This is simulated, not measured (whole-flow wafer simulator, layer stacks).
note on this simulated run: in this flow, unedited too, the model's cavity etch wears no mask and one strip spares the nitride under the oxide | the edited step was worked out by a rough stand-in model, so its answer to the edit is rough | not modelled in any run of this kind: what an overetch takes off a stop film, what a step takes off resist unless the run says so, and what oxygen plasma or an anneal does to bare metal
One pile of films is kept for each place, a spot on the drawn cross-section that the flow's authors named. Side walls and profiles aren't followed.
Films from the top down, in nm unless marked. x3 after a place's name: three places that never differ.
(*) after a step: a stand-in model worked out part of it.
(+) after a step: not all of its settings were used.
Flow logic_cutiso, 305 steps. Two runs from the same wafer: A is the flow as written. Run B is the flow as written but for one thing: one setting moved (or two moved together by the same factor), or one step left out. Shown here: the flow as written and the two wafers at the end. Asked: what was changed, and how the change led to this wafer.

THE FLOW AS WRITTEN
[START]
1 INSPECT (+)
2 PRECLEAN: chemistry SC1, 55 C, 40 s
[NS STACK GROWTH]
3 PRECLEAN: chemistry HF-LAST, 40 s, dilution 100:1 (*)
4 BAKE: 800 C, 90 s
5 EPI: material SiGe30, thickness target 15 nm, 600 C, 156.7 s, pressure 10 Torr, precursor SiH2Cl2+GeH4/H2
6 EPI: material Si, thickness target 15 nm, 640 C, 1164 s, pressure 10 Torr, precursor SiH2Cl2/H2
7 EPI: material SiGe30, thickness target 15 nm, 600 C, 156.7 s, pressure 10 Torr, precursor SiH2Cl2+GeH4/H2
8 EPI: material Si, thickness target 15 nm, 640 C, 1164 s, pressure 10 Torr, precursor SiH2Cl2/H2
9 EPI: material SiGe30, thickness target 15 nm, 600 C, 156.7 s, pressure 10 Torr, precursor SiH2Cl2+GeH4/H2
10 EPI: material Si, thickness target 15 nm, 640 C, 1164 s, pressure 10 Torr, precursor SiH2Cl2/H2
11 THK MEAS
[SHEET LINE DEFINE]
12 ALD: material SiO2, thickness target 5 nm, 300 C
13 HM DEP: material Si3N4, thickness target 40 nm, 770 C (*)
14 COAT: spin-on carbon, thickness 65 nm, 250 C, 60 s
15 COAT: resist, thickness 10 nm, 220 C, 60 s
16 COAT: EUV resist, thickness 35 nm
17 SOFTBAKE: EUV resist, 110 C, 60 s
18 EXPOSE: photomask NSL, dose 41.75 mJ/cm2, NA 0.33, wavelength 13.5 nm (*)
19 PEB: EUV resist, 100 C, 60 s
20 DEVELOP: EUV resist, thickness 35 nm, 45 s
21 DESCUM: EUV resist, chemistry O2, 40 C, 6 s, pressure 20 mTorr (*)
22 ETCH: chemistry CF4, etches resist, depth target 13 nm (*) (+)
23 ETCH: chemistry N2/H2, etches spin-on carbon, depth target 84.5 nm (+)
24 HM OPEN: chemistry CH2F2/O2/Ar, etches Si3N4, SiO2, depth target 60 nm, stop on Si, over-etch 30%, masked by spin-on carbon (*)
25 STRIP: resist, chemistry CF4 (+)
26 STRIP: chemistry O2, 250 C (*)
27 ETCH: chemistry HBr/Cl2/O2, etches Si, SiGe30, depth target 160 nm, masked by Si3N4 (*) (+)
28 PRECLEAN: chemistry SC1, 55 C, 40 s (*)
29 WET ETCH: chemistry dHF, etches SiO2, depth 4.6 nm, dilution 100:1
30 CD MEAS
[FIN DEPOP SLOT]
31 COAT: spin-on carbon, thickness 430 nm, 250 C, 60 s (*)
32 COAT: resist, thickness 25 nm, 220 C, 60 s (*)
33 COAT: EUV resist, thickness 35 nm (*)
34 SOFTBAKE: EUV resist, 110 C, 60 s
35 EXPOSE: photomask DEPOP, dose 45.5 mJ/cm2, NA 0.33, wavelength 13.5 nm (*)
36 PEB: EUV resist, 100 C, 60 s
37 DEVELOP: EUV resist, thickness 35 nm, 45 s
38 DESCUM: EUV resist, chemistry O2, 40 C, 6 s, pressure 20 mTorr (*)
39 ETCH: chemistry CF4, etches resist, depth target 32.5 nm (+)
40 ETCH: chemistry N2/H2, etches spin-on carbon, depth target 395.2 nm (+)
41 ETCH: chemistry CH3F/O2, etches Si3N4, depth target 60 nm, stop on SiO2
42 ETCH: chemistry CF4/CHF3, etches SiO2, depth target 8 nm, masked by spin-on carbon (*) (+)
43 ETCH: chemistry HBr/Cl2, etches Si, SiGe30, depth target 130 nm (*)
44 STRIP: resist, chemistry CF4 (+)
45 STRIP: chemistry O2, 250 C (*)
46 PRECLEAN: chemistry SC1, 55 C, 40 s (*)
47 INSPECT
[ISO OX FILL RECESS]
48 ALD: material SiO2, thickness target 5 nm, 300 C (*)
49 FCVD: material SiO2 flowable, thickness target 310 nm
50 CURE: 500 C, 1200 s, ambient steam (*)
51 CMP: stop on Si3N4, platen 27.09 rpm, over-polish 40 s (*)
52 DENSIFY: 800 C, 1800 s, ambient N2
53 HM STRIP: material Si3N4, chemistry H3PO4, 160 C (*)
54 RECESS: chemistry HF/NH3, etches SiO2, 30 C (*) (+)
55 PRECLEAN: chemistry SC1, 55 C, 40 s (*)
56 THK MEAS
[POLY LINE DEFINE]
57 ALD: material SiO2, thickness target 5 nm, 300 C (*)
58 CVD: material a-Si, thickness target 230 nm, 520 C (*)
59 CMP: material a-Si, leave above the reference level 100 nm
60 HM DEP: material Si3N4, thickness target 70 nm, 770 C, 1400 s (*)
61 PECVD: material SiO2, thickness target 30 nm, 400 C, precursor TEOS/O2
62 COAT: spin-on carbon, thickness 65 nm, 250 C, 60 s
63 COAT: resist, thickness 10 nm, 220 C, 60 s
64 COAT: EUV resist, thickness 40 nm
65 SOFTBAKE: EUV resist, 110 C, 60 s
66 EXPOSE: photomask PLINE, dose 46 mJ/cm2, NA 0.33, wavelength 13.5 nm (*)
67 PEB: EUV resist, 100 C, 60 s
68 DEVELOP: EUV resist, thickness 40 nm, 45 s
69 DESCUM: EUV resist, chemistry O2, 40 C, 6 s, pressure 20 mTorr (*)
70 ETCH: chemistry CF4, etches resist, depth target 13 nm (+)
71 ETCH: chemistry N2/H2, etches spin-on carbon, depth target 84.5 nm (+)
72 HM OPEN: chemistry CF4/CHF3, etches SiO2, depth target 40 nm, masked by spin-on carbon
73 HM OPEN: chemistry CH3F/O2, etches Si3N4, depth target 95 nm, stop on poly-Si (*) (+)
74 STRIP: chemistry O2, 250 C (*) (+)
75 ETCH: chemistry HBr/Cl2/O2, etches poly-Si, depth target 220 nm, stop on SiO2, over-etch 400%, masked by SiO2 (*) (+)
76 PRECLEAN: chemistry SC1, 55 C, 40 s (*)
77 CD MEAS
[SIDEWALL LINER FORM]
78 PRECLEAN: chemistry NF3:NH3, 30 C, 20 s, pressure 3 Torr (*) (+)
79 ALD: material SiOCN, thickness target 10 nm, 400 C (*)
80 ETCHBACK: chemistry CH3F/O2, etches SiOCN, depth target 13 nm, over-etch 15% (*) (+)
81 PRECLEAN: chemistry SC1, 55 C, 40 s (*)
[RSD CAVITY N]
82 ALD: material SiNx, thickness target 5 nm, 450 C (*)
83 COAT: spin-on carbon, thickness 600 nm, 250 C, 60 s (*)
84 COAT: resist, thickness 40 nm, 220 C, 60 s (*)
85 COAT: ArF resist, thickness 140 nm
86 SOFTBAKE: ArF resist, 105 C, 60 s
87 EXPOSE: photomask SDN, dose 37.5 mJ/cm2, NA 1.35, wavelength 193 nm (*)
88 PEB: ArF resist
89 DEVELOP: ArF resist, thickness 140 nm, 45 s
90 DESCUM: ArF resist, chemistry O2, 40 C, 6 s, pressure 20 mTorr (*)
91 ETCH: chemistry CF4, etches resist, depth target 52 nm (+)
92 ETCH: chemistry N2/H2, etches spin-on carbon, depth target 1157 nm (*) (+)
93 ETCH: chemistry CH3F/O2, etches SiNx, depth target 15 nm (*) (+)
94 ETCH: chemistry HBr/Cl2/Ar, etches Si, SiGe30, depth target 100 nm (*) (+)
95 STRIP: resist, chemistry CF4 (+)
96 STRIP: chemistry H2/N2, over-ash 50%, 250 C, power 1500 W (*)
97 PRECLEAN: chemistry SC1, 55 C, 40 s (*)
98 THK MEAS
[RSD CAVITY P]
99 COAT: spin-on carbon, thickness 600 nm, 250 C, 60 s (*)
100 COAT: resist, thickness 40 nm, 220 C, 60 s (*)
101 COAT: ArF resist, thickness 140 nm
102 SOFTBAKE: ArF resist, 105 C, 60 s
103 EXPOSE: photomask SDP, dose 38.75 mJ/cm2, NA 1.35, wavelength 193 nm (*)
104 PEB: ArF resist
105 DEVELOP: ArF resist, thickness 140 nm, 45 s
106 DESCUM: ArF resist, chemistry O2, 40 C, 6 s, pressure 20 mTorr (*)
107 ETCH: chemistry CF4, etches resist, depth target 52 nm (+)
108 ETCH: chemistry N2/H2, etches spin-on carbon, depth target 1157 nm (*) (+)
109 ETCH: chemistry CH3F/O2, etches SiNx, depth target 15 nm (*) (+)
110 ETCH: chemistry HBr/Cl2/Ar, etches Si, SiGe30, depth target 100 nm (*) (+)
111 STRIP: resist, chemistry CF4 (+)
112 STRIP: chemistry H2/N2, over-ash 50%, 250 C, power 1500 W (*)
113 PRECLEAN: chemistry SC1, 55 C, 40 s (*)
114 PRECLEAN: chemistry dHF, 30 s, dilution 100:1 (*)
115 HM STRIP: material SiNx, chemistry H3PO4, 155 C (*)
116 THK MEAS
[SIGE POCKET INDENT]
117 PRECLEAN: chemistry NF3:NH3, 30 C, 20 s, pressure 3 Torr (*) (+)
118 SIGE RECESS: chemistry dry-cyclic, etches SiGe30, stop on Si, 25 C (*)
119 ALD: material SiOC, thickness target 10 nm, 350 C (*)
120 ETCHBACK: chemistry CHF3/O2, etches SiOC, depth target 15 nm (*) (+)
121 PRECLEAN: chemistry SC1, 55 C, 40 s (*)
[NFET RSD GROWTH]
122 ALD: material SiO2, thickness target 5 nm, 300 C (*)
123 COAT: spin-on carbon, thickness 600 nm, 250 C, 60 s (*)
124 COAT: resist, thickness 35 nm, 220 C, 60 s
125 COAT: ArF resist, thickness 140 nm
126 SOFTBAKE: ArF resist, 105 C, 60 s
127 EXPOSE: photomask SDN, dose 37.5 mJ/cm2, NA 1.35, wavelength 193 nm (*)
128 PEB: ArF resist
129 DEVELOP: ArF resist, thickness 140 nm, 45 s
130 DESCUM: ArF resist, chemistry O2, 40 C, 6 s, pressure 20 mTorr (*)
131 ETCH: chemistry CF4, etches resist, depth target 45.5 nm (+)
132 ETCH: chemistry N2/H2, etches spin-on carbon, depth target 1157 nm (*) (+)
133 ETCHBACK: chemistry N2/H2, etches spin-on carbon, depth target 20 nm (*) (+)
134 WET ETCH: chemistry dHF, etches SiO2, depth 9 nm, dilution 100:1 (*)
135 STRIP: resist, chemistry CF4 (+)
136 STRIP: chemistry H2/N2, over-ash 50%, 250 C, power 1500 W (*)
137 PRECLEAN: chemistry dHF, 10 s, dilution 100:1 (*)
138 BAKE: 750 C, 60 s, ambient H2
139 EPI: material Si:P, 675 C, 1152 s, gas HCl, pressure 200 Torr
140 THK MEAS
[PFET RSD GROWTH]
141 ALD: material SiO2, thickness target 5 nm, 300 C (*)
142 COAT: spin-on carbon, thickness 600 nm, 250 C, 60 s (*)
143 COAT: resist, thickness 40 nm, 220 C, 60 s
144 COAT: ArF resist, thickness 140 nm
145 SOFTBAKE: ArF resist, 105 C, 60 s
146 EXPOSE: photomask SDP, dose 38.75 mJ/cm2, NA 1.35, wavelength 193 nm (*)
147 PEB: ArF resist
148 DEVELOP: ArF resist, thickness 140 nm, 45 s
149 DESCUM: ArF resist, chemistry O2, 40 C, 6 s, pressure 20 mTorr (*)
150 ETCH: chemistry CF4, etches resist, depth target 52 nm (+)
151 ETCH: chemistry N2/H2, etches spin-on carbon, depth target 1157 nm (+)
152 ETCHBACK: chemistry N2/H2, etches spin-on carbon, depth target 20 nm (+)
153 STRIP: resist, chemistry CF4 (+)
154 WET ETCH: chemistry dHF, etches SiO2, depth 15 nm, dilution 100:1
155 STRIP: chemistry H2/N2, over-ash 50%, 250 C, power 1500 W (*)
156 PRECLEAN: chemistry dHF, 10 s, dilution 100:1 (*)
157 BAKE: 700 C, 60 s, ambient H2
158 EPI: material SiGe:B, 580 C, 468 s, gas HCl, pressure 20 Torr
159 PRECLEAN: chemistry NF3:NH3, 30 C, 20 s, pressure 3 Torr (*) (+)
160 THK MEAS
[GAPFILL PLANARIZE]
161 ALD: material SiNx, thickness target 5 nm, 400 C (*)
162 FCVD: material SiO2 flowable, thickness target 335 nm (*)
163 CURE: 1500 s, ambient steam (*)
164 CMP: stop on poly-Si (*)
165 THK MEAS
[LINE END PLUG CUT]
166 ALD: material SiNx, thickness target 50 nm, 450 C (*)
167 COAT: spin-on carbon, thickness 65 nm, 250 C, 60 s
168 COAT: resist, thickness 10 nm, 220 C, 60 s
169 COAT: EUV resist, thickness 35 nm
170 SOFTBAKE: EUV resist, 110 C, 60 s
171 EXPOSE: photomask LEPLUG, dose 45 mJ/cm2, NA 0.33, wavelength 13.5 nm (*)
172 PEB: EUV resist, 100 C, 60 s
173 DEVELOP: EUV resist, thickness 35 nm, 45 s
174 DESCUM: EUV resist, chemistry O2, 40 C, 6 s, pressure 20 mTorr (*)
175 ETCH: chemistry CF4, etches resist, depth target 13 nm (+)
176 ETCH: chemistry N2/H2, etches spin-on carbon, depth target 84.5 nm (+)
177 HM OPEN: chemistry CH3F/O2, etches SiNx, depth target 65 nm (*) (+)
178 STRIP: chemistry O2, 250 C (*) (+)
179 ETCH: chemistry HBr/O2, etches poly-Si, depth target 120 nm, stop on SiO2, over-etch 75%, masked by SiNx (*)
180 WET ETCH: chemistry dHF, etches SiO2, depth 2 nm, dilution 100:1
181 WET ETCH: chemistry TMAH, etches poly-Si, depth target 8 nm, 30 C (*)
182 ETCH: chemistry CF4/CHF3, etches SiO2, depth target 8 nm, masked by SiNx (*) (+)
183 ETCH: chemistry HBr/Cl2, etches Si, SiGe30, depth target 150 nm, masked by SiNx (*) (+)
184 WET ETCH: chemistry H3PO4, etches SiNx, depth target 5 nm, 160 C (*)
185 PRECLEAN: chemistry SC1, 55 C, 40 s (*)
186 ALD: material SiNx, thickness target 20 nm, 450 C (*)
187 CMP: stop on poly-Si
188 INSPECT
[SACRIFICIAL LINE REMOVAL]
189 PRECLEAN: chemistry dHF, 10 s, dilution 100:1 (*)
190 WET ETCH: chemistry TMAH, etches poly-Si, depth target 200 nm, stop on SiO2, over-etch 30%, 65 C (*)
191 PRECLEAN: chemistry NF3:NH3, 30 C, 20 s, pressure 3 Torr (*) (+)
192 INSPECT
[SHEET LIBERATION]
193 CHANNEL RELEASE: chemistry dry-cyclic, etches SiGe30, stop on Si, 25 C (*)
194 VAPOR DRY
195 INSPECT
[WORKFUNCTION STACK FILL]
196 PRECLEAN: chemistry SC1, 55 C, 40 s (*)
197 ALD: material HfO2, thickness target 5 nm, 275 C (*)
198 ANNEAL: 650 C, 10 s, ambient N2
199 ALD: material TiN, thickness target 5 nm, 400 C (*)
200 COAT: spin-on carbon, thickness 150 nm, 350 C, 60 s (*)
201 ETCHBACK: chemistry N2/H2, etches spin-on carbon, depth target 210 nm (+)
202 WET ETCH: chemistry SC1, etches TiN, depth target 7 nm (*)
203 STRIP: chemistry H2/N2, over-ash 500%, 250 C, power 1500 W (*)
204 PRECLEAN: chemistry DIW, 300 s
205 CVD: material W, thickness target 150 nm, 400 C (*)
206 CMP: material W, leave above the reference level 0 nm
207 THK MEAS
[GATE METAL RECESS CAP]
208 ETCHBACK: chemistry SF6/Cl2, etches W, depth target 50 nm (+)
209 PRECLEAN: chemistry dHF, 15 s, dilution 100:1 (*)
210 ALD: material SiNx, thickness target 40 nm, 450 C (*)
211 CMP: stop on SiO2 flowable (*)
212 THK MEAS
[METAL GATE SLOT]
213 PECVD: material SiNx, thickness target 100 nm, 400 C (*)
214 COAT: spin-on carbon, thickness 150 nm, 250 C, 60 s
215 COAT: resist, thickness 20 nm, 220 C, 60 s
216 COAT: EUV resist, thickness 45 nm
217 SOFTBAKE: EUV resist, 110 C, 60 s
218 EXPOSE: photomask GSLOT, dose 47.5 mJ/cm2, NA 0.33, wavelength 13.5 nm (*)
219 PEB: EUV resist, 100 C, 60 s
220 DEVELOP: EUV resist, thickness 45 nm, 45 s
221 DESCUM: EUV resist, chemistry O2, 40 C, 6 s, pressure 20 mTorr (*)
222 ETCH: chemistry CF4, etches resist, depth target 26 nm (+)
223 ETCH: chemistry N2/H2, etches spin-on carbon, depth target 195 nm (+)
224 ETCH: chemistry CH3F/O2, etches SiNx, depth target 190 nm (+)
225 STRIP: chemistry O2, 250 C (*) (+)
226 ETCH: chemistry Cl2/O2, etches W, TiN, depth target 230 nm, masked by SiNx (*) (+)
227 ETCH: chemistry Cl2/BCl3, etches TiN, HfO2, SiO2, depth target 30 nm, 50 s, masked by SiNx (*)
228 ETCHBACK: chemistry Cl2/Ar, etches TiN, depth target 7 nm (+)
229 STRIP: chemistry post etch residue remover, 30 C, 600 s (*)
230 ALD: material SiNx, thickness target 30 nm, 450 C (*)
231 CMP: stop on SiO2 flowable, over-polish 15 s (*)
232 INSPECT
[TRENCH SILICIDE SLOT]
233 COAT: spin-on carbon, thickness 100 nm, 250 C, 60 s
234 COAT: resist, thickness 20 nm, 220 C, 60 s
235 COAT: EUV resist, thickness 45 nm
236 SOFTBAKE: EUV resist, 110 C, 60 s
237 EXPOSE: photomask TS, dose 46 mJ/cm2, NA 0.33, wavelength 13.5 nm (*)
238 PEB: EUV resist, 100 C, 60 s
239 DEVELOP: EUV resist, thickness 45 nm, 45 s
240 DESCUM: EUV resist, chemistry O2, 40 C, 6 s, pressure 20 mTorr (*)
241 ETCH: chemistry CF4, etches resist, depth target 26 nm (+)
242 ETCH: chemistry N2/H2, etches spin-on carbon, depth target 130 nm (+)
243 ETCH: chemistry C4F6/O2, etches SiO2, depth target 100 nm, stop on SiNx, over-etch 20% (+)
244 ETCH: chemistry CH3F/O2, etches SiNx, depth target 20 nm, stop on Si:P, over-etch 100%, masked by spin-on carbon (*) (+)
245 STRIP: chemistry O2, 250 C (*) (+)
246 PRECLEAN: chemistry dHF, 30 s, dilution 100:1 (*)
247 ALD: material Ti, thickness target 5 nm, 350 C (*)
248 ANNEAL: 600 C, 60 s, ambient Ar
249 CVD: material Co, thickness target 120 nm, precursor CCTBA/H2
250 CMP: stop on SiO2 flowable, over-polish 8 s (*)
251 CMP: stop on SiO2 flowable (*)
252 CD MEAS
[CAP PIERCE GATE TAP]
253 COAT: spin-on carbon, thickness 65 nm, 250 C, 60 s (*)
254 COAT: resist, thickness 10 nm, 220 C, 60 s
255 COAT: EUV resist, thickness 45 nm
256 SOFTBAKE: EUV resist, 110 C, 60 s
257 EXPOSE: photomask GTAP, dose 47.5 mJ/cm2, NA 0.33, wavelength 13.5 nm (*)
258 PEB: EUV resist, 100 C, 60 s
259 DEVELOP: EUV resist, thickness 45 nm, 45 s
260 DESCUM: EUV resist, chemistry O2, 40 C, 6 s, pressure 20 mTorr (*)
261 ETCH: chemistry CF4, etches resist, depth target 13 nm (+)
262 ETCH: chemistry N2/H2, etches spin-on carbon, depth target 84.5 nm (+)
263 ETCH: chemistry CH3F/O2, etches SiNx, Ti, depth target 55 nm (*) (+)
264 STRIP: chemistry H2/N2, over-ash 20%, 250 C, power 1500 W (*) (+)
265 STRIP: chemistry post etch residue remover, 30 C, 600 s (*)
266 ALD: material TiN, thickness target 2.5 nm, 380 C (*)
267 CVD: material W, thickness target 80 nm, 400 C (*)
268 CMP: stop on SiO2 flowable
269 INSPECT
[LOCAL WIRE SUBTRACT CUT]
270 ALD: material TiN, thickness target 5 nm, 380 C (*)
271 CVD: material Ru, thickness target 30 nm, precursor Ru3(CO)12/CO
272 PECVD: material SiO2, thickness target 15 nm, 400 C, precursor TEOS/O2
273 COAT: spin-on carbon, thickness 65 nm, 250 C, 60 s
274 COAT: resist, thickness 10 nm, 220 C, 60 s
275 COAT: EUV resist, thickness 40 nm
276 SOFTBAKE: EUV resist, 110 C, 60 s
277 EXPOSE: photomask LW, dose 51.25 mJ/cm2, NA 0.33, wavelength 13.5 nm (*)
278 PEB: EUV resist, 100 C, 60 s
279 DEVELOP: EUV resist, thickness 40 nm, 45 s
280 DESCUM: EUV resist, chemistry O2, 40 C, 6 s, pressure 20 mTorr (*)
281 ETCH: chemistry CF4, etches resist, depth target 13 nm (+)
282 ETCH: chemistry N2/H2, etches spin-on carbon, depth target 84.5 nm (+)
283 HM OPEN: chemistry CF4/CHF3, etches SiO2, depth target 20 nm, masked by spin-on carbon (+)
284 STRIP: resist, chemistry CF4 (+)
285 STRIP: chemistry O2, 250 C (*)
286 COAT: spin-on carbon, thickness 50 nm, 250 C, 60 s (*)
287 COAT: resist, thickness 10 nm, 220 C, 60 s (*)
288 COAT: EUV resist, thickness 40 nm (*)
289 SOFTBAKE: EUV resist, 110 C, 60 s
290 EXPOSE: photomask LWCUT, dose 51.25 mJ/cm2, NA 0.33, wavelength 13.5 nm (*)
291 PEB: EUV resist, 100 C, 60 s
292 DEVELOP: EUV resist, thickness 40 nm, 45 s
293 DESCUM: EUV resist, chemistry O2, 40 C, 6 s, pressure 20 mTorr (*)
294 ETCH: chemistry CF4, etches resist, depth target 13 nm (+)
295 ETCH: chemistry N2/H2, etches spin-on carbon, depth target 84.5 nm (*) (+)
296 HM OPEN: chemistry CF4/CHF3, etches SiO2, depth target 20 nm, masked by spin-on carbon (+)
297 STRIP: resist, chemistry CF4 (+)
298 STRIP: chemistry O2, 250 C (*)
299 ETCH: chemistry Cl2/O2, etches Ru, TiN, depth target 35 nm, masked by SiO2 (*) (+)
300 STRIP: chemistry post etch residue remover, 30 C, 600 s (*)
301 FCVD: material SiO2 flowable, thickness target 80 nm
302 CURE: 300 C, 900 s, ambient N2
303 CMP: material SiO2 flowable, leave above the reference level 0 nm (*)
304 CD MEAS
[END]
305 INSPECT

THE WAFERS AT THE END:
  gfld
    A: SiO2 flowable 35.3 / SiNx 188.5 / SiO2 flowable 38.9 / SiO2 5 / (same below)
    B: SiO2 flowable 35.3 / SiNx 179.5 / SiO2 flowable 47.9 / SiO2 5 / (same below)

The cause: step 227, ETCH: depth target 21 nm was run, where the flow has depth target 30 nm.

How the change led to this, step by step:
  227 ETCH: chemistry Cl2/BCl3, etches TiN, HfO2, SiO2, depth target 30 nm, 50 s, masked by SiNx (*)
      gfld: A HfO2 -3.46 (all of it), SiO2 flowable -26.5 | B HfO2 -3.46 (all of it), SiO2 flowable -17.5
  230 ALD: material SiNx, thickness target 30 nm, 450 C (*)
      gfld: A SiNx +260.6 (new film) | B SiNx +251.6 (new film)
